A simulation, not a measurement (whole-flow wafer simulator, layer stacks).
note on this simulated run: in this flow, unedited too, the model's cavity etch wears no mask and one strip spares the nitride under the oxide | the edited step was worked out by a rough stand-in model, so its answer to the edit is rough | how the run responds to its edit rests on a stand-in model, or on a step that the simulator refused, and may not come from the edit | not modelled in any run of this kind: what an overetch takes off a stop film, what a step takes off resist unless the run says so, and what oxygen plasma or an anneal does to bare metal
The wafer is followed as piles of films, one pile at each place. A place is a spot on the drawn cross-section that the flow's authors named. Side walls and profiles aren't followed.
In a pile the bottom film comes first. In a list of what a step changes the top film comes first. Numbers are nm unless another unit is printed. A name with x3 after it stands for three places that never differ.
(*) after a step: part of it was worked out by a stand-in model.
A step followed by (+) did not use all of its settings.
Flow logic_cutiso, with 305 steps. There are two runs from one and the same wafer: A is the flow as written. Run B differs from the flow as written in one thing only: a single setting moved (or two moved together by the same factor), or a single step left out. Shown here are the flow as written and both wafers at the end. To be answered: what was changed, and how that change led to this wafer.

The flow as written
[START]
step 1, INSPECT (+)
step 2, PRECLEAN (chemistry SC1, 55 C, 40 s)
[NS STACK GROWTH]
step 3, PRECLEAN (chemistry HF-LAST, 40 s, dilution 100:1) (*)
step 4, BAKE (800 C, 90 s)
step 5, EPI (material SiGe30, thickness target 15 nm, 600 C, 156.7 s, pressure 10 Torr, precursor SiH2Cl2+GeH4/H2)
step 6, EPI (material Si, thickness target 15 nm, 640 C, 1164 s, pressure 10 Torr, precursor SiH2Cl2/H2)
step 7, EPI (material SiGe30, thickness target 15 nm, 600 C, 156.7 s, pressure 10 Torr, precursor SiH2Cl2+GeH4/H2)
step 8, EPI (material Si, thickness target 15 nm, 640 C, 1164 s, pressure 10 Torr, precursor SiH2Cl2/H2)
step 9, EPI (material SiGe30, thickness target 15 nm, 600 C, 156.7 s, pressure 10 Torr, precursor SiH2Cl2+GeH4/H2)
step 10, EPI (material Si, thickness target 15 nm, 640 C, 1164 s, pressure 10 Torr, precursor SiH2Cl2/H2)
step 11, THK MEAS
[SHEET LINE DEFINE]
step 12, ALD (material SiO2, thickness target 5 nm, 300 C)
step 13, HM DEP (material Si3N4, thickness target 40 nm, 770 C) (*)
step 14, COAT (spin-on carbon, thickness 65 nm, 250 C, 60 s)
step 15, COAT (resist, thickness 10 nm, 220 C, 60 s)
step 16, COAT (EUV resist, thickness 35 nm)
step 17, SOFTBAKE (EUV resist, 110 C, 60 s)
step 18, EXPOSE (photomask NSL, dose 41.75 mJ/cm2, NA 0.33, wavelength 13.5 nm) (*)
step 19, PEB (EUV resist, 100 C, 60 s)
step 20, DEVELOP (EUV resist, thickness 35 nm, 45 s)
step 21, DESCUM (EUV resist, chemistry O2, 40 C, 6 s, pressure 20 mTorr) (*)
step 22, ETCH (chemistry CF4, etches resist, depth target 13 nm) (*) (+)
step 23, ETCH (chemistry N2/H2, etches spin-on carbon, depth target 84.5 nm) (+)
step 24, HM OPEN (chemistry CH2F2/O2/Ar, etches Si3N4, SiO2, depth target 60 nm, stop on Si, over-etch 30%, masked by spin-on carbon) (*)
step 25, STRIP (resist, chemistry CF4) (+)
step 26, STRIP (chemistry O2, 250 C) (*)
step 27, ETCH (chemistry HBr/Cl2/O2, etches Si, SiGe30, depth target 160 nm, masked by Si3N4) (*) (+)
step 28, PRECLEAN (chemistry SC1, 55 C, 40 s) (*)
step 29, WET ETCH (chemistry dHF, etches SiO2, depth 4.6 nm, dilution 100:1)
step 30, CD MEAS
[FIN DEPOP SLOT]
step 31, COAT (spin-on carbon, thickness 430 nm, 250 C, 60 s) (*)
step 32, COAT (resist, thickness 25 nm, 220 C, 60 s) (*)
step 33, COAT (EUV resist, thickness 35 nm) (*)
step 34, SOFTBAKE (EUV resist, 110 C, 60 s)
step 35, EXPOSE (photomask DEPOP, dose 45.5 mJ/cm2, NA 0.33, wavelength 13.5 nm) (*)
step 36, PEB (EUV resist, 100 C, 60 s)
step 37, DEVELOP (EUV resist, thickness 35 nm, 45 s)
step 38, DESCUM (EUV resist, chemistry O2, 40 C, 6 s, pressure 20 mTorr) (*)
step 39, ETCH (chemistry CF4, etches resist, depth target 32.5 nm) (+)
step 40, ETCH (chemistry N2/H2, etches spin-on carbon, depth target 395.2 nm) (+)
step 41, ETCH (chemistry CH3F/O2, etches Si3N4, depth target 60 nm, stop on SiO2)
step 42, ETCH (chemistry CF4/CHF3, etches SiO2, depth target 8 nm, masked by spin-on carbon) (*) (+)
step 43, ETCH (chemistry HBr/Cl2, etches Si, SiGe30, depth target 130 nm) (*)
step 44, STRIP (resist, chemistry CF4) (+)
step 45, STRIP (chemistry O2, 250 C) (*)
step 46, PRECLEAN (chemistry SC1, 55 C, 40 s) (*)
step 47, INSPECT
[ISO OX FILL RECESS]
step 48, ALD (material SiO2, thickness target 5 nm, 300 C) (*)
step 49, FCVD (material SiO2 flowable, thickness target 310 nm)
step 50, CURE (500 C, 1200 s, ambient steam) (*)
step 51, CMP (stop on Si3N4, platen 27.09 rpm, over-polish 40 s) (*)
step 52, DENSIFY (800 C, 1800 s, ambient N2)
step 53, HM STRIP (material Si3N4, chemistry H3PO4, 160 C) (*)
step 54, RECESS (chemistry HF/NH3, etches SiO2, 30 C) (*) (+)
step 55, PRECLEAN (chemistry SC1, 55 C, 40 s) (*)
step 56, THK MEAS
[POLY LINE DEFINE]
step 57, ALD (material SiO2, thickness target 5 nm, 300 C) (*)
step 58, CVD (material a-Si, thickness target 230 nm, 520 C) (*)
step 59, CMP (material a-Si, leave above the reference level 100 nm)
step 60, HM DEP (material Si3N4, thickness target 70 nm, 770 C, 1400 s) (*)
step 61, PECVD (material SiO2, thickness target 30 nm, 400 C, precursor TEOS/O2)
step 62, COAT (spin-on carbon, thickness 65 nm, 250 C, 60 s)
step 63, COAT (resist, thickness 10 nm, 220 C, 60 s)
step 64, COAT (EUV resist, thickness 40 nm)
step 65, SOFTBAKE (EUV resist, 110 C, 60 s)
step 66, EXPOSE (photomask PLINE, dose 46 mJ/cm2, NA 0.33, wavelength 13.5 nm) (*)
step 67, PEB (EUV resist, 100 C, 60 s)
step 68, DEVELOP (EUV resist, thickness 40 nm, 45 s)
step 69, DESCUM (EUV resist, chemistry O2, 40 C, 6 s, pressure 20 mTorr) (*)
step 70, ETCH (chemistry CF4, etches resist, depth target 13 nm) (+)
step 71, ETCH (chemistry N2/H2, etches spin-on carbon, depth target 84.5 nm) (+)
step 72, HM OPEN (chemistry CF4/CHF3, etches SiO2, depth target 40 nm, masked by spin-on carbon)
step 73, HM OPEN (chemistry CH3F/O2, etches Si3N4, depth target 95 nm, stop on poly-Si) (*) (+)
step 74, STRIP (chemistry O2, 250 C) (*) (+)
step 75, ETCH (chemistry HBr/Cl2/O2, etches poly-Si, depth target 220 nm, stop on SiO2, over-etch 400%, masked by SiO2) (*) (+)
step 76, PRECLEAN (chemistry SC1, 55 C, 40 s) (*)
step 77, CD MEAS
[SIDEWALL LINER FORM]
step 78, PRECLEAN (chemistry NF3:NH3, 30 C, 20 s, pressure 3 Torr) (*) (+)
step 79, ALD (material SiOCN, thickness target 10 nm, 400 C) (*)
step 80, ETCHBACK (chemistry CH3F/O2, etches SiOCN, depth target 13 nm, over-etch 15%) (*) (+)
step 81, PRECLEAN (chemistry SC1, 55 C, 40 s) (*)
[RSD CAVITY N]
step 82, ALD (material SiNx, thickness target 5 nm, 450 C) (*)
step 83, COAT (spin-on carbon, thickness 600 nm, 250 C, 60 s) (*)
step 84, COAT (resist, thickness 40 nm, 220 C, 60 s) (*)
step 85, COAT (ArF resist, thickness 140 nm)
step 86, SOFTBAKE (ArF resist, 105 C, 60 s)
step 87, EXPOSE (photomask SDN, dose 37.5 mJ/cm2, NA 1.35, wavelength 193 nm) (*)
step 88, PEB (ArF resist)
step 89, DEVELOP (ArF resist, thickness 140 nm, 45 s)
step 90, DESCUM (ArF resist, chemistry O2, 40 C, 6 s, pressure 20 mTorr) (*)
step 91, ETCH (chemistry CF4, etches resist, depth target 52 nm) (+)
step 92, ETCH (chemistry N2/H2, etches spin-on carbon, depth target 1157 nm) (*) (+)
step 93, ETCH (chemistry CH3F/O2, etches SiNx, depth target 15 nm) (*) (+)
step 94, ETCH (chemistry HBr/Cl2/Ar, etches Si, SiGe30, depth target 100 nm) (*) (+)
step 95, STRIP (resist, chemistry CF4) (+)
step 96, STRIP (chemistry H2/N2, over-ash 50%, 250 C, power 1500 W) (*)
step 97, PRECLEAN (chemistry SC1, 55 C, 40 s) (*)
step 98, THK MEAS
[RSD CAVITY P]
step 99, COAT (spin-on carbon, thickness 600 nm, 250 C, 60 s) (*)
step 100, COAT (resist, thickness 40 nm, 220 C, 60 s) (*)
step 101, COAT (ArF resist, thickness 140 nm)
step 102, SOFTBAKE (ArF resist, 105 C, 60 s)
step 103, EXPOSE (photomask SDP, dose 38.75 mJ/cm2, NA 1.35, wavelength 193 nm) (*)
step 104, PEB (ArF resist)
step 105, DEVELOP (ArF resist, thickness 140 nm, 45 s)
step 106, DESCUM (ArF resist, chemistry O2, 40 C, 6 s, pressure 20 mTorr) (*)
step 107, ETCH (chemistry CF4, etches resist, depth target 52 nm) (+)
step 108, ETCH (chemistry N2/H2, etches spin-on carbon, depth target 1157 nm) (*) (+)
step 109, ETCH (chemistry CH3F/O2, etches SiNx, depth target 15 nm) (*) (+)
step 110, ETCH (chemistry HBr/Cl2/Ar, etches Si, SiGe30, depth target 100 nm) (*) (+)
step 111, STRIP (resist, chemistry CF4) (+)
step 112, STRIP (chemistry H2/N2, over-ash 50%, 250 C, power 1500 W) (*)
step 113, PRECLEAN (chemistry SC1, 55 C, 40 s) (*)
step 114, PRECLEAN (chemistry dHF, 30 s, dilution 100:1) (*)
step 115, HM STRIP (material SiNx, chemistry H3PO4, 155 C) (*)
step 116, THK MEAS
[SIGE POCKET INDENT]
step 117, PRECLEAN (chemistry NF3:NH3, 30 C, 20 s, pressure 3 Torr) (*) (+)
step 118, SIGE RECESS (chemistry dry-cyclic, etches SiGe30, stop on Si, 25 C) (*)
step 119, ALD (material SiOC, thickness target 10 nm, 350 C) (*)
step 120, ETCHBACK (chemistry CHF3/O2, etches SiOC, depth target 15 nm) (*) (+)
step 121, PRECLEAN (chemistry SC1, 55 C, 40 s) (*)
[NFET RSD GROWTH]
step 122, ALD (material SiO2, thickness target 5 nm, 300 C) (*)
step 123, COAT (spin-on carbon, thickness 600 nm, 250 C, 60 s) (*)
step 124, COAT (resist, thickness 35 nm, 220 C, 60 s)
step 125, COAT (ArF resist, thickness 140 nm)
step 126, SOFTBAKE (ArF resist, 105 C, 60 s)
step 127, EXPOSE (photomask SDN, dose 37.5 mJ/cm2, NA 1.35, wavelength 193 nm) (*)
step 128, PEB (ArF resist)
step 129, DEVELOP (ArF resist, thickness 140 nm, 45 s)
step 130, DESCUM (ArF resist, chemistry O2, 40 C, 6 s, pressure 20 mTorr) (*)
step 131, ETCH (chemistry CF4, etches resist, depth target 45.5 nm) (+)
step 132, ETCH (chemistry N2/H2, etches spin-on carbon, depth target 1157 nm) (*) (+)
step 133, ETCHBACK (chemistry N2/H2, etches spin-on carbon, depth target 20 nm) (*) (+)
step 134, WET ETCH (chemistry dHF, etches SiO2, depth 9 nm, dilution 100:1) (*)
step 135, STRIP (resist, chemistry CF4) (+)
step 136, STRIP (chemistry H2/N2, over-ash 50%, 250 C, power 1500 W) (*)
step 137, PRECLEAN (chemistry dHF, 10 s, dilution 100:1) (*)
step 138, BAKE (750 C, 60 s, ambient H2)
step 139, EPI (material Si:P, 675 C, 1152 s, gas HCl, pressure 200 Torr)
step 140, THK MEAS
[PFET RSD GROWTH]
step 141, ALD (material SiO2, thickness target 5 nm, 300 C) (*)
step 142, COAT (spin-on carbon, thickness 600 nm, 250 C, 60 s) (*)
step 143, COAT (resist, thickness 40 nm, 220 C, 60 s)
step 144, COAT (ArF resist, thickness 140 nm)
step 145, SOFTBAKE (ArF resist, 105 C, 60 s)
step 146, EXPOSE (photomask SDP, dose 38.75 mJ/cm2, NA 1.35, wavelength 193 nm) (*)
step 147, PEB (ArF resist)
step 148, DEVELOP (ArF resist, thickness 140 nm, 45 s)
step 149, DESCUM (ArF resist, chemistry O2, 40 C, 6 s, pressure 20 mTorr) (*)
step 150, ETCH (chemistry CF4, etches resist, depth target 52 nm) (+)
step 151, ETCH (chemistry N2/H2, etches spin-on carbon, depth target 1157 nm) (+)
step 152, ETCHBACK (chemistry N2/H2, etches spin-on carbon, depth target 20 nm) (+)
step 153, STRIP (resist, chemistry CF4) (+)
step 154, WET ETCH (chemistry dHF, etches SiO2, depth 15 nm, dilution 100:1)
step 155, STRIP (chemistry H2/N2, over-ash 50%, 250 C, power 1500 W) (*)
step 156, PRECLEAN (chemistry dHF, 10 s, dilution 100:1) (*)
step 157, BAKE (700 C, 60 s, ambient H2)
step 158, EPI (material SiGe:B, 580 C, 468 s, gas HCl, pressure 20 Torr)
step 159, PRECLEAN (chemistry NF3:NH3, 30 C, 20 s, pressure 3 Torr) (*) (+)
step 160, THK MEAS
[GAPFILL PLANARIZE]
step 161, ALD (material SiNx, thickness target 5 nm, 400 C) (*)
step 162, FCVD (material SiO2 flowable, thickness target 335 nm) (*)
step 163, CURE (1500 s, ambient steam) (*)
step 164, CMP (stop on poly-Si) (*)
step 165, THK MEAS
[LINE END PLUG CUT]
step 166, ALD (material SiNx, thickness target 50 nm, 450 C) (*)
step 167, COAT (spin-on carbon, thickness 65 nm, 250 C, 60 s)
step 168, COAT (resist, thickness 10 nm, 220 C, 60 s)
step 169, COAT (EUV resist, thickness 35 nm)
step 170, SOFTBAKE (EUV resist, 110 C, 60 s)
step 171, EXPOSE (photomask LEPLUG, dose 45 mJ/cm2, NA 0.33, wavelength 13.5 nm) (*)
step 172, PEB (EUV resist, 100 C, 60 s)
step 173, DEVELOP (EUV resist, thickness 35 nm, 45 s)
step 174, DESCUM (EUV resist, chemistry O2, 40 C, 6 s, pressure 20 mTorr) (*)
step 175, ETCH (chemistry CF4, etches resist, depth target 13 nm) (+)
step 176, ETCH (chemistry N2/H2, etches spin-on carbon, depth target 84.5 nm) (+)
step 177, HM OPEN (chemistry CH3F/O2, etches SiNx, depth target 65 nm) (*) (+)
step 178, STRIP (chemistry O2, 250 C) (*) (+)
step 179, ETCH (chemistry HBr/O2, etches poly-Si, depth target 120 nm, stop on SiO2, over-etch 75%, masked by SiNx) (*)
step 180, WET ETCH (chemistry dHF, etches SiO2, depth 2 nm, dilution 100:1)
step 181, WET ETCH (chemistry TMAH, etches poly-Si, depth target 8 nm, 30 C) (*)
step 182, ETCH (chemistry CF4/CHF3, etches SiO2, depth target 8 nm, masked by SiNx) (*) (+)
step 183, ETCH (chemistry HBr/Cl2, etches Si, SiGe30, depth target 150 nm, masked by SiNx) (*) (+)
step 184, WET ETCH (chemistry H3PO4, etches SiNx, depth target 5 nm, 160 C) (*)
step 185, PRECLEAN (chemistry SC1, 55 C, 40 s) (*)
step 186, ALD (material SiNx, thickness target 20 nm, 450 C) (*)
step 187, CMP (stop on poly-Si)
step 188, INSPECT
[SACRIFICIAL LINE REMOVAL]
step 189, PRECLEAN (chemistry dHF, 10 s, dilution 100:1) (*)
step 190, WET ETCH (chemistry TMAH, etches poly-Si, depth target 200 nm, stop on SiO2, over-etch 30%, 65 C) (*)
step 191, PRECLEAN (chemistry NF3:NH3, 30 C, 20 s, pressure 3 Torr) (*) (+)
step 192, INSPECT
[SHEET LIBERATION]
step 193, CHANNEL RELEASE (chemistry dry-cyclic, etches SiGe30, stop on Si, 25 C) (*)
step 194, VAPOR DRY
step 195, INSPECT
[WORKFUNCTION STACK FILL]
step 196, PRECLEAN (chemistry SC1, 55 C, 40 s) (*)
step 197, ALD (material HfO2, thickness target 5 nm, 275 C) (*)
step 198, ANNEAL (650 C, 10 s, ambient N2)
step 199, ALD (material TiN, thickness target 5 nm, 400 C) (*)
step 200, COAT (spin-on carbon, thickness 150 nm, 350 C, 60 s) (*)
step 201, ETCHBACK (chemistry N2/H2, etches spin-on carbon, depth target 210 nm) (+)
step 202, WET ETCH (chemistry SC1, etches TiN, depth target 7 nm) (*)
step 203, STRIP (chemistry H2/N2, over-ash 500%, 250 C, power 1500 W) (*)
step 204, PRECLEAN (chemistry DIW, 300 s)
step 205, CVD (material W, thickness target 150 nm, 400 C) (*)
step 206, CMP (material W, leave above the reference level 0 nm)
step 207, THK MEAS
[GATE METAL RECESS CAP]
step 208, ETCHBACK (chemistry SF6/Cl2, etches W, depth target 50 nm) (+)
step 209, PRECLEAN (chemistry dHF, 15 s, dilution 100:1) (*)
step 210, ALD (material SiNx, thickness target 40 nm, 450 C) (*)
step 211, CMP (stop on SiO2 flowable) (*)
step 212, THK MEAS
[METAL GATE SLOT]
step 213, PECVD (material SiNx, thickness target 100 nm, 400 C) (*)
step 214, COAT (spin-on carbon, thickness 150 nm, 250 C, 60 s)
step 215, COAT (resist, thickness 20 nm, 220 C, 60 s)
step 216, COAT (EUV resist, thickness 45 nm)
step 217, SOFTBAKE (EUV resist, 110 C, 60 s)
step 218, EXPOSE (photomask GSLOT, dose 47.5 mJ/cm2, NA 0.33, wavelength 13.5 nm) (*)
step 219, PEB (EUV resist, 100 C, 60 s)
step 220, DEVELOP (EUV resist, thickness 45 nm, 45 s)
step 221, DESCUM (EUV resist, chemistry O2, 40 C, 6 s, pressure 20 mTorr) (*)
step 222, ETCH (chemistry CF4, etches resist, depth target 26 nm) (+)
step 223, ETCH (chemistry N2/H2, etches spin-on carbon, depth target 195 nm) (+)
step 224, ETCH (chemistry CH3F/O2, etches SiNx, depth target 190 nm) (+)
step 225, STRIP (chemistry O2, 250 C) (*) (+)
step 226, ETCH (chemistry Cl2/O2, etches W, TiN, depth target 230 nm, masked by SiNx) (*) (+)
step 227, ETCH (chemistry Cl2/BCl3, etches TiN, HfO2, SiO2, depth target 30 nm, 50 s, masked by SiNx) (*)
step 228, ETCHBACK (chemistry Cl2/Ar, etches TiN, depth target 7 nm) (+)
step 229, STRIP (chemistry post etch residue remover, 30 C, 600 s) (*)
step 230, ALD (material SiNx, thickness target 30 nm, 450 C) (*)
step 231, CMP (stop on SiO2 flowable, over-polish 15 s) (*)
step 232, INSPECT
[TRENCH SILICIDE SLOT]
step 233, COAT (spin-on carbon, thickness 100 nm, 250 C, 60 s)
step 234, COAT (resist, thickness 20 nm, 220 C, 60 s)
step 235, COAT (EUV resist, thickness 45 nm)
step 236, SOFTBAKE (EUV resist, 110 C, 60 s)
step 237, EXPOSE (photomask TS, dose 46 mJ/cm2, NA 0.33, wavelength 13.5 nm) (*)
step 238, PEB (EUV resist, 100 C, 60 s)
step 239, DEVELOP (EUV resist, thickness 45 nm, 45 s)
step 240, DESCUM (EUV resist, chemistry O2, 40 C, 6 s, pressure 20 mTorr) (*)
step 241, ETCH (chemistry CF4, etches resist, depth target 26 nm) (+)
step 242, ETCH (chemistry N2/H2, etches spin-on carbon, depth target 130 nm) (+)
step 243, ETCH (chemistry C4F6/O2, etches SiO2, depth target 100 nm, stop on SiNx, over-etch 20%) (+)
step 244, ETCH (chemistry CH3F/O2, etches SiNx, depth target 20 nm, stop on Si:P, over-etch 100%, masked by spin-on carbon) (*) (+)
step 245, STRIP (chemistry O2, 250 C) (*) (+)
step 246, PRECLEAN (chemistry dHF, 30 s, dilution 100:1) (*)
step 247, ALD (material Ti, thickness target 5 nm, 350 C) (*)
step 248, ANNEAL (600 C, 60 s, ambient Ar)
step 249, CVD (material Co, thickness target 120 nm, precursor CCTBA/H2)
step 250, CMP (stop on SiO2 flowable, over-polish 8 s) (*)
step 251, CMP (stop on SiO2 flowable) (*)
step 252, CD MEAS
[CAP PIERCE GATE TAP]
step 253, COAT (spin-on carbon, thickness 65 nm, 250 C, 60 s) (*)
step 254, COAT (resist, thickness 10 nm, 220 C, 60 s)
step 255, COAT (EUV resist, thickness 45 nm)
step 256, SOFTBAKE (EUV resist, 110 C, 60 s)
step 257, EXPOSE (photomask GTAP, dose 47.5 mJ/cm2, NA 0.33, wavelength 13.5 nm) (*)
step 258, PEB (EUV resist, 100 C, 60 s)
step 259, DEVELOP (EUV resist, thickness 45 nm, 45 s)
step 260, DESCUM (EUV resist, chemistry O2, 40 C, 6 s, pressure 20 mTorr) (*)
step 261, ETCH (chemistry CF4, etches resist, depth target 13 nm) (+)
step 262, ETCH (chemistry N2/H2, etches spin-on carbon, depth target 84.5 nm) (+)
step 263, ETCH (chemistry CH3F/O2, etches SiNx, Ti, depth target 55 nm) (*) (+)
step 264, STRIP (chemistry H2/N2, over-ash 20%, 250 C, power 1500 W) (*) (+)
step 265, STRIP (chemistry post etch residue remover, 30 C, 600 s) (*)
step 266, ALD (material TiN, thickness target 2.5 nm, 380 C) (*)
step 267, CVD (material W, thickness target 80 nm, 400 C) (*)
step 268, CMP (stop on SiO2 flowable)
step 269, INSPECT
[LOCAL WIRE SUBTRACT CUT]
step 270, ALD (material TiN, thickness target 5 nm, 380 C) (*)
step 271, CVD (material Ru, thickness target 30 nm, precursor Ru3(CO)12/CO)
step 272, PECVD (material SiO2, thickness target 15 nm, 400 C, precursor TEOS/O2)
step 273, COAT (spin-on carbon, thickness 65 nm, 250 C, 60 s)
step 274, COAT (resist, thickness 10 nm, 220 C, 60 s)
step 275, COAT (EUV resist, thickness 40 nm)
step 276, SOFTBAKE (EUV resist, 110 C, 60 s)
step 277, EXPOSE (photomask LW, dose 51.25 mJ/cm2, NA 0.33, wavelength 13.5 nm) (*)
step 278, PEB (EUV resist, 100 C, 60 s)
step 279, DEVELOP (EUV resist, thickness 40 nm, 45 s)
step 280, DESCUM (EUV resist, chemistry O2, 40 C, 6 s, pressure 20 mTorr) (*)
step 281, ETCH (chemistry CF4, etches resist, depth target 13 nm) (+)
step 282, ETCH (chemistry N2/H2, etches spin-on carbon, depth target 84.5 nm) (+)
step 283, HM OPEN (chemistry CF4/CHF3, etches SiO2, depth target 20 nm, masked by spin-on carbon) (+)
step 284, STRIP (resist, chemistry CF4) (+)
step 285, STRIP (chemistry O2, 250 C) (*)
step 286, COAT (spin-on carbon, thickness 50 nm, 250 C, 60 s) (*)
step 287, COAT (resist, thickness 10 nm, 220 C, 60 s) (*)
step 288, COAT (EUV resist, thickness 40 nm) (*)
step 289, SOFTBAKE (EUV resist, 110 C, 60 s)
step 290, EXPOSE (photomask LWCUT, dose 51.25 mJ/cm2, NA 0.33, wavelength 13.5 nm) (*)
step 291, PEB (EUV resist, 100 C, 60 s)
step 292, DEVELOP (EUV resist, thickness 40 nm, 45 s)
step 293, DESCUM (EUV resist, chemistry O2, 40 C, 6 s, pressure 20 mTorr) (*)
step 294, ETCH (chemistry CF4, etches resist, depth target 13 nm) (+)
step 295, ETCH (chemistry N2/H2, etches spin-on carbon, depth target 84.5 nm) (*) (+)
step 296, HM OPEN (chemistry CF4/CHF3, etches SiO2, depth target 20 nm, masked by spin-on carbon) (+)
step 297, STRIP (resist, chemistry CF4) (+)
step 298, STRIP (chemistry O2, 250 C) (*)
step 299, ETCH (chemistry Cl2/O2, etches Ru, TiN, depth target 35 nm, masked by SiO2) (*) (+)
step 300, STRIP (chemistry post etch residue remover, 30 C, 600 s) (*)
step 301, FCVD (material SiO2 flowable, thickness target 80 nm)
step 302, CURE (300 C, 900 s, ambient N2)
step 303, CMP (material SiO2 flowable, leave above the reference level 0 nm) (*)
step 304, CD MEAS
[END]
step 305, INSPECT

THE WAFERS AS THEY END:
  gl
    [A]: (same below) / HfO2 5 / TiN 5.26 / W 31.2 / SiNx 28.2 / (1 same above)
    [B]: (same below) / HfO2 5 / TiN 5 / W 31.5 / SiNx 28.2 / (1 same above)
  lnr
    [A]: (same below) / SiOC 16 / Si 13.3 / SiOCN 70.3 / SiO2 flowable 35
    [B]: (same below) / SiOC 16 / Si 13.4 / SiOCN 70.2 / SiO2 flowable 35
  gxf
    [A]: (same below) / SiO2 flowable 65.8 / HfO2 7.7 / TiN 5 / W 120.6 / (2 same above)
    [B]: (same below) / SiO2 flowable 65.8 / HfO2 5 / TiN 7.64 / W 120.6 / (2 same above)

The reason: step 75, ETCH: over-etch 170% was run, while the flow as written has over-etch 400%.

The path from the change to this, step by step:
  step 75, ETCH (chemistry HBr/Cl2/O2, etches poly-Si, depth target 220 nm, stop on SiO2, over-etch 400%, masked by SiO2) (*) (+)
      lnr, lnrp, lnrt, rsdn, rsdp, rsdw, rsdx: A -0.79 chemical SiO2 (all of it), -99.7 poly-Si (all of it), -5 SiO2 (all of it) | B -0.79 chemical SiO2 (all of it), -99.7 poly-Si (all of it), -2.47 SiO2
      depop, dpovl, gfld and 10 more: A -9.58 SiO2 | B -7.4 SiO2
      (as well as at 2 more places)
  step 78, PRECLEAN (chemistry NF3:NH3, 30 C, 20 s, pressure 3 Torr) (*) (+)
      lnr, lnrp, lnrt, rsdn, rsdp, rsdw, rsdx: A -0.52 chemical SiO2 (all of it) | B -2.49 SiO2 (all of it), -0.49 chemical SiO2 (all of it)
      iso, lnri: A -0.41 SiO2 (all of it), -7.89 SiO2 flowable | B -2.94 SiO2 (all of it), -4.97 SiO2 flowable
  step 120, ETCHBACK (chemistry CHF3/O2, etches SiOC, depth target 15 nm) (*) (+)
      gl, tap: A -10 SiOC (all of it), -4.21 SiO2 (all of it), -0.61 Si3N4 | B -10 SiOC (all of it), -5 SiO2
      glp: A -10 SiOC (all of it), -4.25 SiO2 (all of it), -0.58 Si3N4 | B -10 SiOC (all of it), -5 SiO2
      (as well as at 2 more places)
  step 122, ALD (material SiO2, thickness target 5 nm, 300 C) (*)
      gl, glp, tap: A +5 SiO2 (new film) | B +5 SiO2
      gxn: A +6.76 SiO2 (new film) | B +7.11 SiO2
      (as well as at 1 more place)
  step 132, ETCH (chemistry N2/H2, etches spin-on carbon, depth target 1157 nm) (*) (+)
      gl, tap: A -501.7 spin-on carbon (all of it), -5 SiO2 (all of it), -0.5 Si3N4 | B -501.6 spin-on carbon (all of it), -6.34 SiO2 (all of it)
  step 133, ETCHBACK (chemistry N2/H2, etches spin-on carbon, depth target 20 nm) (*) (+)
      gxn: A -0.7 SiO2 (all of it), -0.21 Si3N4 | B -1.11 SiO2
  step 134, WET ETCH (chemistry dHF, etches SiO2, depth 9 nm, dilution 100:1) (*)
      gxn: A -0.34 Si3N4 | B -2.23 SiO2 (all of it), -0.2 Si3N4
  step 141, ALD (material SiO2, thickness target 5 nm, 300 C) (*)
      gxn: A +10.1 SiO2 (new film) | B +11.8 SiO2 (new film)
  step 153, STRIP (resist, chemistry CF4) (+)
      gxp: A -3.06 SiO2 (all of it) | B -5.33 SiO2
      glp: A -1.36 SiO2 (all of it) | B -2.7 SiO2 (all of it)
  step 161, ALD (material SiNx, thickness target 5 nm, 400 C) (*)
      gxp: A +5 SiNx (new film) | B +5.65 SiNx (new film)
  step 164, CMP (stop on poly-Si) (*)
      depop, dpovl, isow, ns, nsgap: A -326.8 SiO2 flowable (all of it), -5 SiNx (all of it), -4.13 SiO2 (all of it), -70 Si3N4 (all of it) | B -326.8 SiO2 flowable (all of it), -5 SiNx (all of it), -6.3 SiO2 (all of it), -70 Si3N4 (all of it)
      gfld, gxf: A -251.9 SiO2 flowable (all of it), -5 SiNx (all of it), -4.13 SiO2 (all of it), -70 Si3N4 (all of it) | B -251.5 SiO2 flowable (all of it), -5 SiNx (all of it), -6.3 SiO2 (all of it), -70 Si3N4 (all of it)
      (as well as at 9 more places)
  step 197, ALD (material HfO2, thickness target 5 nm, 275 C) (*)
      gxf: A +7.7 HfO2 (new film) | B +5 HfO2 (new film)
  step 199, ALD (material TiN, thickness target 5 nm, 400 C) (*)
      gfld: A +7.64 TiN (new film) | B +5.6 TiN (new film)
      gxf: A +5 TiN (new film) | B +7.64 TiN (new film)
  step 226, ETCH (chemistry Cl2/O2, etches W, TiN, depth target 230 nm, masked by SiNx) (*) (+)
      gfld: A -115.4 W (all of it), -7.64 TiN (all of it), -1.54 HfO2 | B -117.5 W (all of it), -5.6 TiN (all of it), -1.54 HfO2
